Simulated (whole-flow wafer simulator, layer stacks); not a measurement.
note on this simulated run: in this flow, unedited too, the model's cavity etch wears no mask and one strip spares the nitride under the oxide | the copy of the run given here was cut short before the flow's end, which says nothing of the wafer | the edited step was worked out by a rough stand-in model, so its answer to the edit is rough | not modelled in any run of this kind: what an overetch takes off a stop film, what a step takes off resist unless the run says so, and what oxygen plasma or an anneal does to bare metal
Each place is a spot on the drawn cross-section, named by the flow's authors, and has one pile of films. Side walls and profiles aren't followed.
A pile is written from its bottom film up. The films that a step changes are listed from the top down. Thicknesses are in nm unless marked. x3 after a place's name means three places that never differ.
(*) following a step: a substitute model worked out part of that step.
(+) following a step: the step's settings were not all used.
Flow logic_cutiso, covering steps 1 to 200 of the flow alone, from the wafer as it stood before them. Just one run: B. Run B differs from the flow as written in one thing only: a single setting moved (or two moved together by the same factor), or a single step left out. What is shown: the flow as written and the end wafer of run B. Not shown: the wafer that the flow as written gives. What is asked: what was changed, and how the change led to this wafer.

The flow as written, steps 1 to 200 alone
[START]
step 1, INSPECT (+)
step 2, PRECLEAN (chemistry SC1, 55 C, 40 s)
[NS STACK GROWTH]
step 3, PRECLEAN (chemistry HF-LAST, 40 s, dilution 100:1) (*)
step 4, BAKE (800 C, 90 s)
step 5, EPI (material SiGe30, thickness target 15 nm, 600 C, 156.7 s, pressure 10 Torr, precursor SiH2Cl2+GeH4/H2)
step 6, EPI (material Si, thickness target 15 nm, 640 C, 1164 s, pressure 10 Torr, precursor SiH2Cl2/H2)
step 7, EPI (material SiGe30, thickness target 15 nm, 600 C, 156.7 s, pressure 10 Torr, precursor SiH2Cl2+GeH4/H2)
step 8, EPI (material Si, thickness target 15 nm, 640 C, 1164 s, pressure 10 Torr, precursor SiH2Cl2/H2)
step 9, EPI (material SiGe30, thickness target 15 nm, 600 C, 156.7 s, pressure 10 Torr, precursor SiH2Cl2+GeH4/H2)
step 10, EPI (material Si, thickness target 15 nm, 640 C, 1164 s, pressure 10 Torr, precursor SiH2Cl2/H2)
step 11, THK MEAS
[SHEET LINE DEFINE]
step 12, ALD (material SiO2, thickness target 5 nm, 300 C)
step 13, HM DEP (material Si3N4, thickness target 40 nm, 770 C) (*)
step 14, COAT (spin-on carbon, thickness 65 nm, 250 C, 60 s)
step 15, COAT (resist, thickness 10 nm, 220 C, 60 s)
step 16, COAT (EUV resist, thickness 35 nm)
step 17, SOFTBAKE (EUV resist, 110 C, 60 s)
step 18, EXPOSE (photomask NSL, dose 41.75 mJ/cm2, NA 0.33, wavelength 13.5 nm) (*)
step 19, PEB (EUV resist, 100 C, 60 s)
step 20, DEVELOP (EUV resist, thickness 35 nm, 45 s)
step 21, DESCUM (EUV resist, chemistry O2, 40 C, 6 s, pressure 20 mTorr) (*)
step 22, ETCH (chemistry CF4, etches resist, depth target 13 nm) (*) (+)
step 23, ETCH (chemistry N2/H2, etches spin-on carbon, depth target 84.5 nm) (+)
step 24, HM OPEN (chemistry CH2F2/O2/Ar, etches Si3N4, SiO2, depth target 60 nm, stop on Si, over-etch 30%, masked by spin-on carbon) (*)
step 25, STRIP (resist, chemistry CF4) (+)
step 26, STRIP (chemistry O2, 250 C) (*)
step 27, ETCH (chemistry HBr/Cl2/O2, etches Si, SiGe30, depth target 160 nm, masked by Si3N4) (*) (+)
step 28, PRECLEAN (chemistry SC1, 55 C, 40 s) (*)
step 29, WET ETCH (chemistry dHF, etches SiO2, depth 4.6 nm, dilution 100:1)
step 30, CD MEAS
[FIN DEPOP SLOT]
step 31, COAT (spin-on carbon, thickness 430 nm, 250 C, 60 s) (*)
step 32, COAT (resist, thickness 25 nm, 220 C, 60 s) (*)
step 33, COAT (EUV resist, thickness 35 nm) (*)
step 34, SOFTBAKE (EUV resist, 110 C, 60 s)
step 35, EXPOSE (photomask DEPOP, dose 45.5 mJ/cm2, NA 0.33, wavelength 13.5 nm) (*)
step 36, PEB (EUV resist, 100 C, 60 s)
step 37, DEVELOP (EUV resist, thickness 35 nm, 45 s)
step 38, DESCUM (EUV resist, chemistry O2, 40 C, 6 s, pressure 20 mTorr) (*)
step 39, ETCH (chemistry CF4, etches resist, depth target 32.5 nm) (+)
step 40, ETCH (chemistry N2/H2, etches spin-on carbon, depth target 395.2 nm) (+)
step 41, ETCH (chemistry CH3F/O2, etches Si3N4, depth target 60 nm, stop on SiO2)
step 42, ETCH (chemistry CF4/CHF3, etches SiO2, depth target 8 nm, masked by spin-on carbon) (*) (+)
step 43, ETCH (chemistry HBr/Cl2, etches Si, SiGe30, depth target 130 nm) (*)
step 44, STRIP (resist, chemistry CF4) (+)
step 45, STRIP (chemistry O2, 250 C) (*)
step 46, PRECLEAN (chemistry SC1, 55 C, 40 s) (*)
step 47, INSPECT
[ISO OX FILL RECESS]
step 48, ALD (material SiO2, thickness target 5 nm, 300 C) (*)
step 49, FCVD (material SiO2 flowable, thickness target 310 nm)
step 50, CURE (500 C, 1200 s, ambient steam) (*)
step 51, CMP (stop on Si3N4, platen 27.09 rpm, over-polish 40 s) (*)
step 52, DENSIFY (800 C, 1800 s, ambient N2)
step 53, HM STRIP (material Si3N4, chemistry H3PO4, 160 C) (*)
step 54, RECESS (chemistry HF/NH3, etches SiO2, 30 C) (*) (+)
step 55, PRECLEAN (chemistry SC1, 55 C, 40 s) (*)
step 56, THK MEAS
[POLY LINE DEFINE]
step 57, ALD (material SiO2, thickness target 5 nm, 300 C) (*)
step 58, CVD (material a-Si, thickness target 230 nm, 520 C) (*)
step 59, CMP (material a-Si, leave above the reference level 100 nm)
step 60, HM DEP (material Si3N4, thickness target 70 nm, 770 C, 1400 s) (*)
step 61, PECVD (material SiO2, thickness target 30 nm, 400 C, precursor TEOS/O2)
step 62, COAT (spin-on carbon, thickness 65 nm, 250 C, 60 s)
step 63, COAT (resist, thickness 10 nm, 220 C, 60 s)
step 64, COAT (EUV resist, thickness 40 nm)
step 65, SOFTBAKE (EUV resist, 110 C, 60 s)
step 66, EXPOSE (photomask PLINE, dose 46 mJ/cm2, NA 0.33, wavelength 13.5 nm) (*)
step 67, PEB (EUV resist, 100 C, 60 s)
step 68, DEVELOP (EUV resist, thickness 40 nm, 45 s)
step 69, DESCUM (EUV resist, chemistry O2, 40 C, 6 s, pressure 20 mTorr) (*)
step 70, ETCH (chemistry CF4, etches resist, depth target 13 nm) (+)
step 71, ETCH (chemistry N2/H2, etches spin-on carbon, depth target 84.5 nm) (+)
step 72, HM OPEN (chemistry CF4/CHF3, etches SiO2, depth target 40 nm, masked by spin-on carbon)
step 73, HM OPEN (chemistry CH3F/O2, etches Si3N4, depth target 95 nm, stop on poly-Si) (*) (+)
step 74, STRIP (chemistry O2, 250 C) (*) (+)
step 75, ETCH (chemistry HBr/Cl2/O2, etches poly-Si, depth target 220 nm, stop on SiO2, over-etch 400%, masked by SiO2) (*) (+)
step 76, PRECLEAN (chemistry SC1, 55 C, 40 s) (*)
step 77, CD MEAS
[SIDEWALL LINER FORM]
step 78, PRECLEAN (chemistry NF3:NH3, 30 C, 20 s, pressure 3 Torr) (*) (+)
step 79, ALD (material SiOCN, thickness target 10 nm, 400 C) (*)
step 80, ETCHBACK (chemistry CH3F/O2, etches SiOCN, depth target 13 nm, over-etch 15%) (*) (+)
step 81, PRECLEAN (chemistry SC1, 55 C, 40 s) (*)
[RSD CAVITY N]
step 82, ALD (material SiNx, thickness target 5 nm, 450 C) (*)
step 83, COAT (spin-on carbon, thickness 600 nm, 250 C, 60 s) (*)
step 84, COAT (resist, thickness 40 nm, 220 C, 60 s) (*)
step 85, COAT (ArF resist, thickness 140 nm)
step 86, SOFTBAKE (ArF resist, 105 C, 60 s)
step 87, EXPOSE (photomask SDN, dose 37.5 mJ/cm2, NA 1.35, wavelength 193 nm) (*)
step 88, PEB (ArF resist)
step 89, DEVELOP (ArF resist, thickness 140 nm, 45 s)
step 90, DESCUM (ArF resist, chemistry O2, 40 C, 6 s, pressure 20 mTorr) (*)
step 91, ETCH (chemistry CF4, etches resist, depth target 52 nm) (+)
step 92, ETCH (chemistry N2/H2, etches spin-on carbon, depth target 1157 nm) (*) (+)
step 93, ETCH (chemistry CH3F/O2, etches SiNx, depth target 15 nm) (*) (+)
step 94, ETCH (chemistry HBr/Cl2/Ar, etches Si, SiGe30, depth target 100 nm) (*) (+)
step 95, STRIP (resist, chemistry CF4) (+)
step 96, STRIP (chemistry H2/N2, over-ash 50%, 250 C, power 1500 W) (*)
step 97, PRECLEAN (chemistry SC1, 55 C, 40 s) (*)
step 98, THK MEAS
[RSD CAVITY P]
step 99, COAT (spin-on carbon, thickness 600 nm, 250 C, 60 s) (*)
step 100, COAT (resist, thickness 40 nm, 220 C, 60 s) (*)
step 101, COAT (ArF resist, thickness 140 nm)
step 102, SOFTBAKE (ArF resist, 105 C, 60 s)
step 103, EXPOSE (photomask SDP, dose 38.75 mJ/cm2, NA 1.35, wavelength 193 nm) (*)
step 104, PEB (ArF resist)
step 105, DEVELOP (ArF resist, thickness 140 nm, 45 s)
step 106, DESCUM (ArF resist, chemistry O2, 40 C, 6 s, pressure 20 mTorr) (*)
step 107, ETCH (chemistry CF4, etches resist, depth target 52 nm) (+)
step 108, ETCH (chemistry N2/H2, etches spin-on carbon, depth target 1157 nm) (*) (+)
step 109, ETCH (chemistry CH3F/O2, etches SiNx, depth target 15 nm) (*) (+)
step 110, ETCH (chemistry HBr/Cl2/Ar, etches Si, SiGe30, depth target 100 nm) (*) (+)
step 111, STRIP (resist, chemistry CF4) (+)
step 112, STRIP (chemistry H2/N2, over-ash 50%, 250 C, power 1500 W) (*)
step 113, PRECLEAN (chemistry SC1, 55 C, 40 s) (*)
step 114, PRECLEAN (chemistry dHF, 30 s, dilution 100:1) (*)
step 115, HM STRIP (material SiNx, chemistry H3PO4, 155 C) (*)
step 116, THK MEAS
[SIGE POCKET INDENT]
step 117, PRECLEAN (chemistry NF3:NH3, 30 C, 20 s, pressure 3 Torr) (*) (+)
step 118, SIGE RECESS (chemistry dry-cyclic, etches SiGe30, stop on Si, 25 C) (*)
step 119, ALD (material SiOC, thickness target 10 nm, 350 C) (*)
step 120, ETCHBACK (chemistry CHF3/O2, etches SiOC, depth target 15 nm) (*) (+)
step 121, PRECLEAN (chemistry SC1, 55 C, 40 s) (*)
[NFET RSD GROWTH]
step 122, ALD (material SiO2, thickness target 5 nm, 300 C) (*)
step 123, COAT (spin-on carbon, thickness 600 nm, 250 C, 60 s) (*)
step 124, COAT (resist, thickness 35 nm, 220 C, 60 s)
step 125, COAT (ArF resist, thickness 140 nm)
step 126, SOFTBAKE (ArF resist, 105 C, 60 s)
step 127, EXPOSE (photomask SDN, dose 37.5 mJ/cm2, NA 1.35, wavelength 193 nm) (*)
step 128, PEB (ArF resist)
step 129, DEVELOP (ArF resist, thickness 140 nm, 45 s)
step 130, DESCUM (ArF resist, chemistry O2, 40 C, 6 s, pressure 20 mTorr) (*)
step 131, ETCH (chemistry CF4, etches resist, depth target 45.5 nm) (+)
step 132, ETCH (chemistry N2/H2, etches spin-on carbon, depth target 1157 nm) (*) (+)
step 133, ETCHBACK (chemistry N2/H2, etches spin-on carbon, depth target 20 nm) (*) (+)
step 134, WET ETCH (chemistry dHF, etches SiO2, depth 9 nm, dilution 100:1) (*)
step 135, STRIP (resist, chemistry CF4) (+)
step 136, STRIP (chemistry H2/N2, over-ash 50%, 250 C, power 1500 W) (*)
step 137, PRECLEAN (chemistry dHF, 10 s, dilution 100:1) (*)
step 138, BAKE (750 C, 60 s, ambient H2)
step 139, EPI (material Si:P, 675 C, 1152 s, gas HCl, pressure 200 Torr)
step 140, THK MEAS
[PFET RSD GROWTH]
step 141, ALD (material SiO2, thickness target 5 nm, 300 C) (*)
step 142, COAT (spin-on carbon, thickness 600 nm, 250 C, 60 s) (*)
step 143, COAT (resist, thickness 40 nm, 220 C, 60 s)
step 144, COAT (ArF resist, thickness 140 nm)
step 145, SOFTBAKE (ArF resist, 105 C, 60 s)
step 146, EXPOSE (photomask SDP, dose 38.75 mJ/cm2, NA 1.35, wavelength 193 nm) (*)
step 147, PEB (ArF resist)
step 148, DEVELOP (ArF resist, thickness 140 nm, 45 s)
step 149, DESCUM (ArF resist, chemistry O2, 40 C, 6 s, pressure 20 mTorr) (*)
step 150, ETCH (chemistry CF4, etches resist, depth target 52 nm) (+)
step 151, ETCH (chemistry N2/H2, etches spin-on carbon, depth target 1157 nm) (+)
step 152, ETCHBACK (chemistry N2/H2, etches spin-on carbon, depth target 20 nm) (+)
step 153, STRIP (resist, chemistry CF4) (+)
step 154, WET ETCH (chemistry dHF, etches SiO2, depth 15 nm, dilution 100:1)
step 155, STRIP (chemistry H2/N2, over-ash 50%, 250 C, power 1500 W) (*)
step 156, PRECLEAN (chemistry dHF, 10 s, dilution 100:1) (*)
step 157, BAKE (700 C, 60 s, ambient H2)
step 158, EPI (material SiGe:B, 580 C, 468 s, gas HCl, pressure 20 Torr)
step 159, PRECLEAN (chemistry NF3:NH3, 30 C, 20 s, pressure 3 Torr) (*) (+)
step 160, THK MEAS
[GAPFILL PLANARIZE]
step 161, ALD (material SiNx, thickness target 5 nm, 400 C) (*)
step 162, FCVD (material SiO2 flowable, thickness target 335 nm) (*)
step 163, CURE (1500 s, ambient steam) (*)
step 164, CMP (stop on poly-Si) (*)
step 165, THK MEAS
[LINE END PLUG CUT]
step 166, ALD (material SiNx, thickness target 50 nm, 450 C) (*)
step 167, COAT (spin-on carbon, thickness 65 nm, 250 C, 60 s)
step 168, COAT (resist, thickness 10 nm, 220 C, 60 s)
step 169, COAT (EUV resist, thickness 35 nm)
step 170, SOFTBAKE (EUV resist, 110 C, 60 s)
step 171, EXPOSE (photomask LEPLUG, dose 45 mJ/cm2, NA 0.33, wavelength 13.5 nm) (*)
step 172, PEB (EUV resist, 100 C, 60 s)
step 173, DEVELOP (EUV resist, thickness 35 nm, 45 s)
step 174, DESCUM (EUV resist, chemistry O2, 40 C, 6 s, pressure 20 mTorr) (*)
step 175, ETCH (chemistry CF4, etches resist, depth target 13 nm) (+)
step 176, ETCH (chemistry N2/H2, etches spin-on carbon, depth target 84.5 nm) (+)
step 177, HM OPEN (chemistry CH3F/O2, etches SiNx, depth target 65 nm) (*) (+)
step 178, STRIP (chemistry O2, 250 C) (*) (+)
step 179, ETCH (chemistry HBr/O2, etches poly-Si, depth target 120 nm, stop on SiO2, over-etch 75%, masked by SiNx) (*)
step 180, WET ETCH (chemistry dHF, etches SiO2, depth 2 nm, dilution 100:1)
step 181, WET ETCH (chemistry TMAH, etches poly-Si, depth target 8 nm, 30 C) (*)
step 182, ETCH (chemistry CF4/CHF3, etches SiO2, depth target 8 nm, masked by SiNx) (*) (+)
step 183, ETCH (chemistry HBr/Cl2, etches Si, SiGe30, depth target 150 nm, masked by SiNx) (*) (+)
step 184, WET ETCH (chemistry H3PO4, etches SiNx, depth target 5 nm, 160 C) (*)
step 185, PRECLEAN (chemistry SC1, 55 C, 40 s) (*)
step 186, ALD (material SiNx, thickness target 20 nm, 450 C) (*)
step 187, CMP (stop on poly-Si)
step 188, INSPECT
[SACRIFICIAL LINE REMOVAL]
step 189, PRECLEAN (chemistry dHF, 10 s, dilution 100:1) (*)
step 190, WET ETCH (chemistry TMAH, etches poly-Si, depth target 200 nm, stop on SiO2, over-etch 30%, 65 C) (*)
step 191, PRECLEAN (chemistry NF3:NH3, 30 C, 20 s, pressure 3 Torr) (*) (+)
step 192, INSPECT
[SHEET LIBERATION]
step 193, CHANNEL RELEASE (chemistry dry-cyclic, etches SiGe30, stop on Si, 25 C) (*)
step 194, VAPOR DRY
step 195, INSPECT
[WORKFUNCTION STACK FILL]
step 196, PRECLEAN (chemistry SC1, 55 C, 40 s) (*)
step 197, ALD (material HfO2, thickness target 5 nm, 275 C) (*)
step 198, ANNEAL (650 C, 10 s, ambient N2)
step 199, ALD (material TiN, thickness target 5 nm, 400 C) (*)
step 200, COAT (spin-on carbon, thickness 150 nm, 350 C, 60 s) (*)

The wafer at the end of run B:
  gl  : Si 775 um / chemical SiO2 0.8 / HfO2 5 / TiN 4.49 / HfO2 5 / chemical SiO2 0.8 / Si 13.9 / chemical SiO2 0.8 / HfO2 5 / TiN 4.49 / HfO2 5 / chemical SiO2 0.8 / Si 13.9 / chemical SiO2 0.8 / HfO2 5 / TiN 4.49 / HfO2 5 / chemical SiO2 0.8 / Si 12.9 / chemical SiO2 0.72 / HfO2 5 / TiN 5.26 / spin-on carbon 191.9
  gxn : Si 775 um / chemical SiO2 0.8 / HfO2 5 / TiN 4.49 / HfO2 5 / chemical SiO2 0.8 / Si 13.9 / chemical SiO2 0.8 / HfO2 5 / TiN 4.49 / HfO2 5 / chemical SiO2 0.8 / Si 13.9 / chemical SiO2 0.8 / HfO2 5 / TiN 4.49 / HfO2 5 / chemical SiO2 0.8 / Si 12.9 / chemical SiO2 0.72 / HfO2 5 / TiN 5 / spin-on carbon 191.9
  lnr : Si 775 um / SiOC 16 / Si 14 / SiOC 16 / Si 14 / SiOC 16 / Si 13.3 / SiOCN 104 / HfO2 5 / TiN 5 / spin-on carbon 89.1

What caused this: step 200, COAT: thickness 105 nm was run, while the flow as written has thickness 150 nm.

How this came from the change, step by step:
  step 200, COAT (spin-on carbon, thickness 150 nm, 350 C, 60 s) (*)
      gl, glp, gxn, gxp: +191.9 spin-on carbon (new film) (it would be, as written: +236.9 spin-on carbon (new film))
      lnr, lnrp: +89.1 spin-on carbon (new film) (it would be, as written: +133.9 spin-on carbon (new film))
      (as well as at 16 more places)
